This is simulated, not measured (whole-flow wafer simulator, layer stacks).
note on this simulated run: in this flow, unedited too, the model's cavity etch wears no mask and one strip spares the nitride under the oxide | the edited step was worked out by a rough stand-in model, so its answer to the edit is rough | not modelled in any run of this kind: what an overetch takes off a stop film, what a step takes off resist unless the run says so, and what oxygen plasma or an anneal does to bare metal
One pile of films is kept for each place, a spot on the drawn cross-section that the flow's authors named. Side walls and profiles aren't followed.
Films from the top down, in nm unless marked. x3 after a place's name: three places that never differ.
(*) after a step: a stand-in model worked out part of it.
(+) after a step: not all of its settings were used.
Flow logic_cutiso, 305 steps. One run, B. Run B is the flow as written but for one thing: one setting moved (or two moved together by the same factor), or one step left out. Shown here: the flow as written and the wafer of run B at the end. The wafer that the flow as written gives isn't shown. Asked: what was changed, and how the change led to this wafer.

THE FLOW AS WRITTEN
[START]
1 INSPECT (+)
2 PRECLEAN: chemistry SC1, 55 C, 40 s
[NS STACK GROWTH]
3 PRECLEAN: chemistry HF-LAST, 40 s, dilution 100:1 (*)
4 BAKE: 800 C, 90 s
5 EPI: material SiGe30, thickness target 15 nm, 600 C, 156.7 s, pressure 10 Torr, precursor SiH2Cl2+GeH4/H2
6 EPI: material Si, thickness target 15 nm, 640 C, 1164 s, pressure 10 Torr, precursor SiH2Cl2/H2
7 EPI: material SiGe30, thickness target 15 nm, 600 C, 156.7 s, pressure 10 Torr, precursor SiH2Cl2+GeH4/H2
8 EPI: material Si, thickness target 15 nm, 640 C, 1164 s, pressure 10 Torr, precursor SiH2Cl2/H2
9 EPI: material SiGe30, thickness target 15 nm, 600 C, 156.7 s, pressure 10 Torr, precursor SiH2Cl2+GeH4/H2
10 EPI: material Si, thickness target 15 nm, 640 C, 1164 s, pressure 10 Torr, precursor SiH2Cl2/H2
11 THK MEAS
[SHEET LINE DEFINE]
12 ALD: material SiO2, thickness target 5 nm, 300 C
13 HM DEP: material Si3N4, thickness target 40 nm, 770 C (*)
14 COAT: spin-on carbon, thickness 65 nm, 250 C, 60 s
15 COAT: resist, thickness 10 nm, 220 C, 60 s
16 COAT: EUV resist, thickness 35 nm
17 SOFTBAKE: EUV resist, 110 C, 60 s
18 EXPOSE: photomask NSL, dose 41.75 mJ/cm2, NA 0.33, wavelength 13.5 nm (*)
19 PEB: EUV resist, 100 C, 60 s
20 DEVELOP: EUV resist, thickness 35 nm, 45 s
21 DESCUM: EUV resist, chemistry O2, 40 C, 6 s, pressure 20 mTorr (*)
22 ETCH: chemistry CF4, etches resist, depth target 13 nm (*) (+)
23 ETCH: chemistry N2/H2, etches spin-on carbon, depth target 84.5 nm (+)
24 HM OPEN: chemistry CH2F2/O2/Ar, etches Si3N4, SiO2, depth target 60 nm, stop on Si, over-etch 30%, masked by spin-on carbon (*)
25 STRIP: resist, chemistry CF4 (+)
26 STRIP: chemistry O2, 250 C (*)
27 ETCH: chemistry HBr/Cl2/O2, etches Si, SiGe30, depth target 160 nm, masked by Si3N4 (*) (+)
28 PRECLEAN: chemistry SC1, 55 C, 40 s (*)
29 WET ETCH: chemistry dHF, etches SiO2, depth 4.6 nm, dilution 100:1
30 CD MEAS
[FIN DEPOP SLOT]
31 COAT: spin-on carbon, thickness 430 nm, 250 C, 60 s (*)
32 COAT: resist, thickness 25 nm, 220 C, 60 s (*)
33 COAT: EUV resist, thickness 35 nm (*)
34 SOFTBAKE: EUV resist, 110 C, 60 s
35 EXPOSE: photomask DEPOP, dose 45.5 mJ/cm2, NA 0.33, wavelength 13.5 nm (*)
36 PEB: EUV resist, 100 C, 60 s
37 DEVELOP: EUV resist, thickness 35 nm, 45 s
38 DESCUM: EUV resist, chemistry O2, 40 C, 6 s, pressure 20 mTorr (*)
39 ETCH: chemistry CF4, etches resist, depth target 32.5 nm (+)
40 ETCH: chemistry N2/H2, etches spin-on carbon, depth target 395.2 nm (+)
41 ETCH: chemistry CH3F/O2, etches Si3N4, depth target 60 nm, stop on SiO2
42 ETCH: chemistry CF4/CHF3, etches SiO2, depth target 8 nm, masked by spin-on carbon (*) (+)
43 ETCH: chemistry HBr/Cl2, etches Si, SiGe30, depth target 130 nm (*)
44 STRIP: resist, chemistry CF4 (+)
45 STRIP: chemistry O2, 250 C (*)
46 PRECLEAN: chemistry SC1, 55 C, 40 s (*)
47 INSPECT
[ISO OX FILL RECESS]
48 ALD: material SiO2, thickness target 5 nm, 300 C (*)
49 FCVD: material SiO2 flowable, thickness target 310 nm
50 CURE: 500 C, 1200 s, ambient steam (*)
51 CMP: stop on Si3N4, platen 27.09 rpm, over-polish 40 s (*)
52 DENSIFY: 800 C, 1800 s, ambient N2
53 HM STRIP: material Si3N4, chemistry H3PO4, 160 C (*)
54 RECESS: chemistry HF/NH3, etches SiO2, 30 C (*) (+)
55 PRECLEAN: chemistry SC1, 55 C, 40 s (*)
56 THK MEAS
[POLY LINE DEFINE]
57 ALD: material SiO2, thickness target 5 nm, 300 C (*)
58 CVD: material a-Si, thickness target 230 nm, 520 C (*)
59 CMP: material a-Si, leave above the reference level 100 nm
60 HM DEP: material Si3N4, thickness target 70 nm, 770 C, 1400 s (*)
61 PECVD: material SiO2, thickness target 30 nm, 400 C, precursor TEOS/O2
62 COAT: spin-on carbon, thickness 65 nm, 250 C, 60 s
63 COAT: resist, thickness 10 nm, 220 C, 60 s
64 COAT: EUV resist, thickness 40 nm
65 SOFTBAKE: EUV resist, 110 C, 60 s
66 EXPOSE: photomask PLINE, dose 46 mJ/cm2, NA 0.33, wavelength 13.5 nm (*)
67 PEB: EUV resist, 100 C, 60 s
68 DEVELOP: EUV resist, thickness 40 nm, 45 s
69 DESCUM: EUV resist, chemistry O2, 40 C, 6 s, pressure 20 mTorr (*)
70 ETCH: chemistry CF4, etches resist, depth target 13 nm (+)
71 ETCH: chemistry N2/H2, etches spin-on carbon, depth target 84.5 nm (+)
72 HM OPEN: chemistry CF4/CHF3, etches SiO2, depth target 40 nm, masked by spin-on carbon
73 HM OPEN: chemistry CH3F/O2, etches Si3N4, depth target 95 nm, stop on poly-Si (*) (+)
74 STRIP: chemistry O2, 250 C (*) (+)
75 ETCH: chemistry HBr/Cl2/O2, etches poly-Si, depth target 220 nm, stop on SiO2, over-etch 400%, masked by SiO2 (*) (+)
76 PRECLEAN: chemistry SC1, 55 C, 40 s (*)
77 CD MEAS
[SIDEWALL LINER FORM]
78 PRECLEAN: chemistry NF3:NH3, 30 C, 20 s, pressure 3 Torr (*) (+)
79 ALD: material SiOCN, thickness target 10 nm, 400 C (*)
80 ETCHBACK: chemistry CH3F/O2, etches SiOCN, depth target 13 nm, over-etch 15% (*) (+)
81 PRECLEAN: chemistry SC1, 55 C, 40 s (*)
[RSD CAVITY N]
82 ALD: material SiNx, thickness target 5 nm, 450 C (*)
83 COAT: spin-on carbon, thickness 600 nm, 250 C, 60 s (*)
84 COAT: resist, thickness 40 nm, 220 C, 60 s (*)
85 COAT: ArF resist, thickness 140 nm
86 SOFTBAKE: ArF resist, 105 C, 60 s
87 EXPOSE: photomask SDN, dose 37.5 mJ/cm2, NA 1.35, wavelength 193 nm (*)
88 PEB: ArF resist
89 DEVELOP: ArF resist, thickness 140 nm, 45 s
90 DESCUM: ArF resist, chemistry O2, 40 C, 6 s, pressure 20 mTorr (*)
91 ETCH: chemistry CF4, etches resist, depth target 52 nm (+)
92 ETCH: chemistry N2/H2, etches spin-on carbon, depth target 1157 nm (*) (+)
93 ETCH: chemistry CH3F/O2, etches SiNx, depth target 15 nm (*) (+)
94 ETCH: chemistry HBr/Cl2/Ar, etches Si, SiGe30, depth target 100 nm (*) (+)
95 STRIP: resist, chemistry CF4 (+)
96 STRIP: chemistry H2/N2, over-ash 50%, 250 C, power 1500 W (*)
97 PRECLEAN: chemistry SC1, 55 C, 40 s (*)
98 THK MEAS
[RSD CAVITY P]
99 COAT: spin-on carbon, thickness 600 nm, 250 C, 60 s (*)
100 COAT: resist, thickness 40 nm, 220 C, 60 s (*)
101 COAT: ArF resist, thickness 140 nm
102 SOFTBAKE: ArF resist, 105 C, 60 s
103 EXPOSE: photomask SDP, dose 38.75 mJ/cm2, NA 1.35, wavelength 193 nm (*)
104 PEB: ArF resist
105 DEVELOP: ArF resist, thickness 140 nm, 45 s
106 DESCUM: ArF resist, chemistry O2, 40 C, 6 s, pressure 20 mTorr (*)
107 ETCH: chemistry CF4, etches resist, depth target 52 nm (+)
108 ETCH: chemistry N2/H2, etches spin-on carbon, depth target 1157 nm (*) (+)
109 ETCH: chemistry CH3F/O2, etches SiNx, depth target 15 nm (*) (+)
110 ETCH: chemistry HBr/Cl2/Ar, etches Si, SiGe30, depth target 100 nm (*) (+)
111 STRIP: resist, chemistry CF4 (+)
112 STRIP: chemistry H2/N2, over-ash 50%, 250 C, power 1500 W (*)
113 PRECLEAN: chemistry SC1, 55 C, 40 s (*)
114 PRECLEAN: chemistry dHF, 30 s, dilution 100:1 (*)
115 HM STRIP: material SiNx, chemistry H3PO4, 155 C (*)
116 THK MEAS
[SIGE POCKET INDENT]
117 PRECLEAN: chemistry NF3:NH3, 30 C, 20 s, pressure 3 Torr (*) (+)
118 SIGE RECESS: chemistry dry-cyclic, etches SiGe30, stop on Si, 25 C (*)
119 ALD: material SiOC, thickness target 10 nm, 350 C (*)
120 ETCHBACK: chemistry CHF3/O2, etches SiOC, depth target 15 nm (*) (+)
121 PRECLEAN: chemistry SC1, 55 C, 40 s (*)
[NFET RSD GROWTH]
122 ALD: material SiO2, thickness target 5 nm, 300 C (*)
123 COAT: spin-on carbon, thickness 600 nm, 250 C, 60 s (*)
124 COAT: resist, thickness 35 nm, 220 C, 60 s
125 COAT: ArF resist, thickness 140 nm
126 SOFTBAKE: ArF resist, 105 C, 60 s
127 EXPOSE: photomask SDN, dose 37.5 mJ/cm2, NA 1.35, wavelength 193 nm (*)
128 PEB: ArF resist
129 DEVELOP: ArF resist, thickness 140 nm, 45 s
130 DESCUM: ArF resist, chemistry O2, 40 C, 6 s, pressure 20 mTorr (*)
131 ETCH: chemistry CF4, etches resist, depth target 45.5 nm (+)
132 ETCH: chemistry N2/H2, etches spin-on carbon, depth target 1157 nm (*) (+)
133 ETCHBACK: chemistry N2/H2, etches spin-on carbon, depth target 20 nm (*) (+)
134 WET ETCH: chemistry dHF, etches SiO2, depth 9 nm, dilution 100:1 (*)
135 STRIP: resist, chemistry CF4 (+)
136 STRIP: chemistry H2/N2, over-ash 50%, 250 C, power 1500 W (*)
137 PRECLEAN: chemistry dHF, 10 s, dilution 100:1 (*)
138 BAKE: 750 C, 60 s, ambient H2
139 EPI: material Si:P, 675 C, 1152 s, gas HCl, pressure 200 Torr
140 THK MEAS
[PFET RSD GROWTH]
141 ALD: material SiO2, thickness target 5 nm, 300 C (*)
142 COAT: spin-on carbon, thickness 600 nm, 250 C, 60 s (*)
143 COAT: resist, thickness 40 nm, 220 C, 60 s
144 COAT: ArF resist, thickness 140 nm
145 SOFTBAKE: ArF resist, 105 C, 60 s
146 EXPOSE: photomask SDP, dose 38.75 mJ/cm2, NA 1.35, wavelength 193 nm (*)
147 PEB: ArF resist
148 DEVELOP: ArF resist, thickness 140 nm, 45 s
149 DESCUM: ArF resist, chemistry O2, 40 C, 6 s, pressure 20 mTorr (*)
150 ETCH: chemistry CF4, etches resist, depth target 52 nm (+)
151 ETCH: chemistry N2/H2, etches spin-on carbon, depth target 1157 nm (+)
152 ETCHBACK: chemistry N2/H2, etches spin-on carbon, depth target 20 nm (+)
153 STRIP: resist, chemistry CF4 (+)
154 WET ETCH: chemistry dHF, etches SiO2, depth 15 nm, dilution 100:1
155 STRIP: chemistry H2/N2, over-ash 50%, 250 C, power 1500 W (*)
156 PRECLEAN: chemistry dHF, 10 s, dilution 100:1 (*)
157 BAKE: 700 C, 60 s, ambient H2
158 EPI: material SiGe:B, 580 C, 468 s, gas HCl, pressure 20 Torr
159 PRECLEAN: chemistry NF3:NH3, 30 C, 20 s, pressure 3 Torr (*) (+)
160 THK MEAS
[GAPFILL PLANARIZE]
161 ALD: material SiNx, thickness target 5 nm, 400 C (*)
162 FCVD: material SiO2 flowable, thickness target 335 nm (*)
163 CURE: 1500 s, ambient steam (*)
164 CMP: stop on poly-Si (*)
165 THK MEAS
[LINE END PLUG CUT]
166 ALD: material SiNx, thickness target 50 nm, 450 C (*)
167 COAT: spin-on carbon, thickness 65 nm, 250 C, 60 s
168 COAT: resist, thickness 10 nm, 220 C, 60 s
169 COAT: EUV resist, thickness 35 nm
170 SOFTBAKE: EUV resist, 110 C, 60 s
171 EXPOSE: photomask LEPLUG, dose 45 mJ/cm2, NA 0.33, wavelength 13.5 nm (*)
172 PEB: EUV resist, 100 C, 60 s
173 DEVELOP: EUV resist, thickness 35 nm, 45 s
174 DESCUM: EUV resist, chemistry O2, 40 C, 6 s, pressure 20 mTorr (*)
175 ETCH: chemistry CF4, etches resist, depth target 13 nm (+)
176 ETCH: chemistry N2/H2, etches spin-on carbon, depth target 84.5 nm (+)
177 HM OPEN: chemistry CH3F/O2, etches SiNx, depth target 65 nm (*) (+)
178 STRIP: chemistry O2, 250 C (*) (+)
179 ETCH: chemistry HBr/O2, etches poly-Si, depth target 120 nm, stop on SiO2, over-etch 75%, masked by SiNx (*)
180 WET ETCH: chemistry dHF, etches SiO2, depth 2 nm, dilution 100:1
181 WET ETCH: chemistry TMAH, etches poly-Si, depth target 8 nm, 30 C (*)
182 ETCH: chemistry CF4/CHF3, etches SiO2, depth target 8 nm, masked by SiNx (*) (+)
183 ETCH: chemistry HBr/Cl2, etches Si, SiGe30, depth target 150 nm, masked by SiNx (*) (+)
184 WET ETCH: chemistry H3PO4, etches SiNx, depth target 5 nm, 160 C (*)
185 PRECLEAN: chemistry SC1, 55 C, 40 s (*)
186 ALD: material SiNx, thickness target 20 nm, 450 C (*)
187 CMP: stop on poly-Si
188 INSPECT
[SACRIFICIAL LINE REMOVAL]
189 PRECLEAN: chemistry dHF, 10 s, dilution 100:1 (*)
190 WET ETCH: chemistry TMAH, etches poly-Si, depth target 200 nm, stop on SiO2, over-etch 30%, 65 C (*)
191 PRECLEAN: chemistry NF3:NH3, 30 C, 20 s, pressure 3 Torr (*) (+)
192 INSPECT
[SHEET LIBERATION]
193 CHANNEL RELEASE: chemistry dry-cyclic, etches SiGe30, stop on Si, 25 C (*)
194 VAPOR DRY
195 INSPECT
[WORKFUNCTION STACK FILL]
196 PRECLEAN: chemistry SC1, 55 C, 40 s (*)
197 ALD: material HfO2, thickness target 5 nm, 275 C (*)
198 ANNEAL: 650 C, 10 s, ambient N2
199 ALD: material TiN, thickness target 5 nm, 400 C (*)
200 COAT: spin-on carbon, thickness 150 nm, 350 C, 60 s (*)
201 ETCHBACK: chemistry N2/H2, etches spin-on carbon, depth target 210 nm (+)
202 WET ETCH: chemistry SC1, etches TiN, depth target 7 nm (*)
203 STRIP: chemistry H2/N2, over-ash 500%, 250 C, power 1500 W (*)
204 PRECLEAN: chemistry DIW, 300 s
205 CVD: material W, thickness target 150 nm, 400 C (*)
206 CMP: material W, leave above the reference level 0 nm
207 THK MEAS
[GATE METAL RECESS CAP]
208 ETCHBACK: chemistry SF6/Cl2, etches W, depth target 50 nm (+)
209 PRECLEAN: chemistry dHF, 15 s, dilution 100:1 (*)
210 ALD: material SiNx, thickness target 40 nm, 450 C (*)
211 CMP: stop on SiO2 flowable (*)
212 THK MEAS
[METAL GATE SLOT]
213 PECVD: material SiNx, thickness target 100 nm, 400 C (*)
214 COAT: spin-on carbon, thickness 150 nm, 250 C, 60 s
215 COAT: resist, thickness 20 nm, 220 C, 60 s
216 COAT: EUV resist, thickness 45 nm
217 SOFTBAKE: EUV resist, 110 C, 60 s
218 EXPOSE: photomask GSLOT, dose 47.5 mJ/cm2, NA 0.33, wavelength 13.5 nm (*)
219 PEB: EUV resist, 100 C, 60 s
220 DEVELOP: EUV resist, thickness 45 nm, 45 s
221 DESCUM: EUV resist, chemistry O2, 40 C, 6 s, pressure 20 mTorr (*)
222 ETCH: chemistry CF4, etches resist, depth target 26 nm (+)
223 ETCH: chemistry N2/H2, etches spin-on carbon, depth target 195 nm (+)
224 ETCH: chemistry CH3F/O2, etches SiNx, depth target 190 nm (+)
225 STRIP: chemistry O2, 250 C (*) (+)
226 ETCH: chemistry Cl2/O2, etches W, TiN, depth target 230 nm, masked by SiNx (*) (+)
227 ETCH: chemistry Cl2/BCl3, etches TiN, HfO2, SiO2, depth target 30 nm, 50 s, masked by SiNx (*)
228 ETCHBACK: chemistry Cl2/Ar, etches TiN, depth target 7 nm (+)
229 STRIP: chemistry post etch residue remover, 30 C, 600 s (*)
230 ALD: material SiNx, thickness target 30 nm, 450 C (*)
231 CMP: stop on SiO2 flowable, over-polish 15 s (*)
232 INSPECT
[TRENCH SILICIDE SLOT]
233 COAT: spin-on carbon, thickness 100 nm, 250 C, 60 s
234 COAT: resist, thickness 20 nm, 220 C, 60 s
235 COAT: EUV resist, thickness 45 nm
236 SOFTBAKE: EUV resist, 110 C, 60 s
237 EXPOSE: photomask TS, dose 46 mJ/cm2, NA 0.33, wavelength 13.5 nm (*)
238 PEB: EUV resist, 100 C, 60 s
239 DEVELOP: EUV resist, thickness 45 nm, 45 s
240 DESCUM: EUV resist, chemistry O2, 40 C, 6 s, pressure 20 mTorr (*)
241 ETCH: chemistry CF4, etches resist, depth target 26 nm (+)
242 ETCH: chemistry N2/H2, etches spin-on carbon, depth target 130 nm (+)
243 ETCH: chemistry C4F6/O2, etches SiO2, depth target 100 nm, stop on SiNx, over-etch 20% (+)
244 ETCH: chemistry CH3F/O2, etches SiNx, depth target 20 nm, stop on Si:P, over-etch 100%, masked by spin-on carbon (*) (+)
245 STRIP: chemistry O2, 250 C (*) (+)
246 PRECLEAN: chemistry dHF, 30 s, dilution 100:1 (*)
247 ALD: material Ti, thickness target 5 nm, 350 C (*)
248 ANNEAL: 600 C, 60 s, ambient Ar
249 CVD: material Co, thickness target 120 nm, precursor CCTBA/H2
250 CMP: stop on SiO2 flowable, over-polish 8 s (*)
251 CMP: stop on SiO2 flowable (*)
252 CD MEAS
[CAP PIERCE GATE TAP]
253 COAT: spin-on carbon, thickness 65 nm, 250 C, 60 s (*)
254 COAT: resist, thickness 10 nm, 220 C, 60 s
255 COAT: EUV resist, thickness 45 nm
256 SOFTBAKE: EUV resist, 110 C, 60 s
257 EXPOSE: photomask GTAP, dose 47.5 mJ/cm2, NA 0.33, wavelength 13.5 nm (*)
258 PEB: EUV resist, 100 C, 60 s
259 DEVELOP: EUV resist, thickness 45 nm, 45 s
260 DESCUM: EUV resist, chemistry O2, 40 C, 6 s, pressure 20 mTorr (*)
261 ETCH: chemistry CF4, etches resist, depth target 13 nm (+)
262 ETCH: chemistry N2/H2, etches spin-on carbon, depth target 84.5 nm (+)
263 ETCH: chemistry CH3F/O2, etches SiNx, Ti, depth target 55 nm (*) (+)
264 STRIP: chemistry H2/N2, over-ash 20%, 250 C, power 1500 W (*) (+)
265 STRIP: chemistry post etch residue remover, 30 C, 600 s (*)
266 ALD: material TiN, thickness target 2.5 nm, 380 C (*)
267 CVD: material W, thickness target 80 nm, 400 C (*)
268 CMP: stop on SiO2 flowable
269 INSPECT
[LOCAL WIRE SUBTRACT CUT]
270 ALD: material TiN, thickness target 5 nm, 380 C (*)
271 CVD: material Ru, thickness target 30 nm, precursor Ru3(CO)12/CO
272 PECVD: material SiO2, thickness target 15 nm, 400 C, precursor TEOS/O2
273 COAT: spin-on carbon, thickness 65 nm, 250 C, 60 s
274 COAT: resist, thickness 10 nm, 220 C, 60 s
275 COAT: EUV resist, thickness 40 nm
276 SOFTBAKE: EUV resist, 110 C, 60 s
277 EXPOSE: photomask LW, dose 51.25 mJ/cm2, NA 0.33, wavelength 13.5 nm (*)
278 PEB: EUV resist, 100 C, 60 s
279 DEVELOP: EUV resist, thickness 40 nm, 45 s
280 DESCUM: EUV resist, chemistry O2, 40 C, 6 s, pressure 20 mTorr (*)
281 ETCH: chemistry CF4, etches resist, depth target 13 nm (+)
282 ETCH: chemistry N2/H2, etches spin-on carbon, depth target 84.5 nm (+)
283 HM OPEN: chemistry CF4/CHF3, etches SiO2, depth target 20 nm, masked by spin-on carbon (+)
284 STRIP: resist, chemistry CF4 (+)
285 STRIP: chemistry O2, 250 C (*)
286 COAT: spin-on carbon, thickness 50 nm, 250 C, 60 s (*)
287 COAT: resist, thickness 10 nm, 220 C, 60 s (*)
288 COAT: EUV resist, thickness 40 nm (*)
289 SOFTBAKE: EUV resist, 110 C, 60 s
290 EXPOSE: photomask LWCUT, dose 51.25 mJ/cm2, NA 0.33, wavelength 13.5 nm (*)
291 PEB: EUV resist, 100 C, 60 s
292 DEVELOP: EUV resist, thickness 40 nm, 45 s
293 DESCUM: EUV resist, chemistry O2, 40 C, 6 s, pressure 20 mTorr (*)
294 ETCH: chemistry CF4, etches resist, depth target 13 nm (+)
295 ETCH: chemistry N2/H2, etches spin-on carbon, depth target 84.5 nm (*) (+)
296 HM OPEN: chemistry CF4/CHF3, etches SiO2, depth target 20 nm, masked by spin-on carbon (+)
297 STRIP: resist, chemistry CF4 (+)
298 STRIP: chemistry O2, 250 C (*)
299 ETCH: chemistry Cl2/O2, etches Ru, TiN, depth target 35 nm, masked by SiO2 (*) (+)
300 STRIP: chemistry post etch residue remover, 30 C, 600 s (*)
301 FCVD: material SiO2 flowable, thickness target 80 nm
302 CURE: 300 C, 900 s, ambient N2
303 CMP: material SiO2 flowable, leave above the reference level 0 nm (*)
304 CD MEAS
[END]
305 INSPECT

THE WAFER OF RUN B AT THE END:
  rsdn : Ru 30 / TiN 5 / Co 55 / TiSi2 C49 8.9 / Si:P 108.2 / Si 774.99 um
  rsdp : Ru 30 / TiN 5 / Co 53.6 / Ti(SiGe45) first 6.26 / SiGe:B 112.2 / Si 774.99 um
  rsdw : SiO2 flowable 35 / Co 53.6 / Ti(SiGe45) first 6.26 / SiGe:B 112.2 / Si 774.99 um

The cause: step 247, ALD: thickness target 3.5 nm was run, where the flow has thickness target 5 nm.

How the change led to this, step by step:
  247 ALD: material Ti, thickness target 5 nm, 350 C (*)
      depop, dpovl, gfld and 19 more: Ti +3.5 (new film) (as written it would be: Ti +5 (new film))
  248 ANNEAL: 600 C, 60 s, ambient Ar
      rsdp, rsdw: Ti(SiGe45) first +6.26 (new film), Ti -3.5 (all of it), SiGe:B -4.19 (as written it would be: Ti(SiGe45) first +8.95 (new film), Ti -5 (all of it), SiGe:B -5.98)
      rsdn: TiSi2 C49 +8.9 (new film), Ti -3.5 (all of it), Si:P -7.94 (as written it would be: TiSi2 C49 +12.7 (new film), Ti -5 (all of it), Si:P -11.3)
  250 CMP: stop on SiO2 flowable, over-polish 8 s (*)
      rsdx: Co -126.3 (as written it would be: Co -127.9 (all of it))
      gl, glp, gxf, gxn, gxp, tap: Co -120.3 (all of it), Ti -3.5 (all of it), SiNx -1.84 (as written it would be: Co -120.3 (all of it), Ti -5 (all of it), SiNx -1.84)
      (and at 11 more places)
  251 CMP: stop on SiO2 flowable (*)
      rsdx: Co -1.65 (all of it), Ti -3.5 (all of it) (as written it would be: Ti -5 (all of it))
      iso: Co -2.72 (all of it), Ti -2.84 (as written it would be: Co -1.22 (all of it), Ti -4.34)
